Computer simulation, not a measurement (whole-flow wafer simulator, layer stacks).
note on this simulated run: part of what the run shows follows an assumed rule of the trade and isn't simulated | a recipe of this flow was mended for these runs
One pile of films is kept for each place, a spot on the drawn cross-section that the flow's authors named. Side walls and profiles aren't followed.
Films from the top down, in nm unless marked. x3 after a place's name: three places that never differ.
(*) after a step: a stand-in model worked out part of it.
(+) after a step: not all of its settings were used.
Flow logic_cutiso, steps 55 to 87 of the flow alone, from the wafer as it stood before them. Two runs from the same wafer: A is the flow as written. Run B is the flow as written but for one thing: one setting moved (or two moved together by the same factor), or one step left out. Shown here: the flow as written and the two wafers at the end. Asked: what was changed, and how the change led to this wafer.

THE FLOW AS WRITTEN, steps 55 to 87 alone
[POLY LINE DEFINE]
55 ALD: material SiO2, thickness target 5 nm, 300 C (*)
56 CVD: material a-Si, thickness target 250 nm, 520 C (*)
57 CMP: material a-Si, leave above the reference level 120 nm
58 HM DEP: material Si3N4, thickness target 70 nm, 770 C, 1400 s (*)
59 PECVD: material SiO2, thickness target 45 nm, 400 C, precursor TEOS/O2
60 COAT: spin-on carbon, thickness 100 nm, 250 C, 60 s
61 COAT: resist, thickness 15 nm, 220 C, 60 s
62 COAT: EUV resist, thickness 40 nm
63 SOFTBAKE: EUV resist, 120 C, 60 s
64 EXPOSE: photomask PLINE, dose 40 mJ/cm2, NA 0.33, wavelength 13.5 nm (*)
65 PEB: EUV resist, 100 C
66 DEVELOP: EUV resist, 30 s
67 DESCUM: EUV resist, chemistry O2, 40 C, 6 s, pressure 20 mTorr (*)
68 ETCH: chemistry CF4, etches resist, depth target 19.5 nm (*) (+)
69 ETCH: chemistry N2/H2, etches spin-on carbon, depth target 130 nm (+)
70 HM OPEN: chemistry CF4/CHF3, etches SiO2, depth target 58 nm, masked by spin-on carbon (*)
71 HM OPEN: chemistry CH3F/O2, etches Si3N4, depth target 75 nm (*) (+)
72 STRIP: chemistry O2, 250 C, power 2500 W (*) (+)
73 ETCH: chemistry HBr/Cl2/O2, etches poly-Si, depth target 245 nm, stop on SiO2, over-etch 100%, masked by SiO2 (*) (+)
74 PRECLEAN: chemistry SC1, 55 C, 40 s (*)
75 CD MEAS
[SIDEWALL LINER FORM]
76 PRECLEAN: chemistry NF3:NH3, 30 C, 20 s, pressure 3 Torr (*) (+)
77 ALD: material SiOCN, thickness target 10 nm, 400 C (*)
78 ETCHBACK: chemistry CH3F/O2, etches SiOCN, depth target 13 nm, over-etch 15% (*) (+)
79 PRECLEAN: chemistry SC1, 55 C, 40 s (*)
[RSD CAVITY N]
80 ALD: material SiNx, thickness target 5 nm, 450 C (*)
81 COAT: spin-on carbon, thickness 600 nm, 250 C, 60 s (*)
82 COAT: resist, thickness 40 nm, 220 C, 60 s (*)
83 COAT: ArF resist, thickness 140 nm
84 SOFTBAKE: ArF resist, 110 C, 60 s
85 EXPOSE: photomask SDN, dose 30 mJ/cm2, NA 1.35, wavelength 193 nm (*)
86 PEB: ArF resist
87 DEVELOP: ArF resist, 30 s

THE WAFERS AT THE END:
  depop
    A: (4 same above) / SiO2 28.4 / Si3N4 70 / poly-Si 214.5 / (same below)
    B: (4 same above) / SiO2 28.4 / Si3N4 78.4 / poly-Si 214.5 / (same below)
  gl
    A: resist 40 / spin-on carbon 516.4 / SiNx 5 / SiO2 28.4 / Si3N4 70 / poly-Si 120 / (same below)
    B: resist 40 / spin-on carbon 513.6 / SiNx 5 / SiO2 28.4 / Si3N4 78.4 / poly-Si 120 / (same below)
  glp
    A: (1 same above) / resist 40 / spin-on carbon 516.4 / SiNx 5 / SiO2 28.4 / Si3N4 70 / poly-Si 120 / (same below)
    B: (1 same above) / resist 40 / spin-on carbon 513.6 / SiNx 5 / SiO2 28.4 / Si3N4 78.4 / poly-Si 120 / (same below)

The cause: step 58, HM DEP: thickness target 78.4 nm was run, where the flow has thickness target 70 nm; step 58, HM DEP: 1568 s was run, where the flow has 1400 s.
It can be read off the wafer: depop has Si3N4 78.4, and step 58 as written asks for 70 nm.

How the change led to this, step by step:
  58 HM DEP: material Si3N4, thickness target 70 nm, 770 C, 1400 s (*)
      gl, glp, gxn and 11 more: A Si3N4 +70 (new film), poly-Si +120 (new film), a-Si -120 (all of it) | B Si3N4 +78.4 (new film), poly-Si +120 (new film), a-Si -120 (all of it)
      depop, dpovl x3, gfld, gxf, iso, lnri: A Si3N4 +70 (new film), poly-Si +214.5 (new film), a-Si -214.5 (all of it) | B Si3N4 +78.4 (new film), poly-Si +214.5 (new film), a-Si -214.5 (all of it)
  71 HM OPEN: chemistry CH3F/O2, etches Si3N4, depth target 75 nm (*) (+)
      iso, lnr, lnri and 6 more: A Si3N4 -55.2 (all of it), poly-Si -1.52 | B Si3N4 -63.6 (all of it), poly-Si -0.88
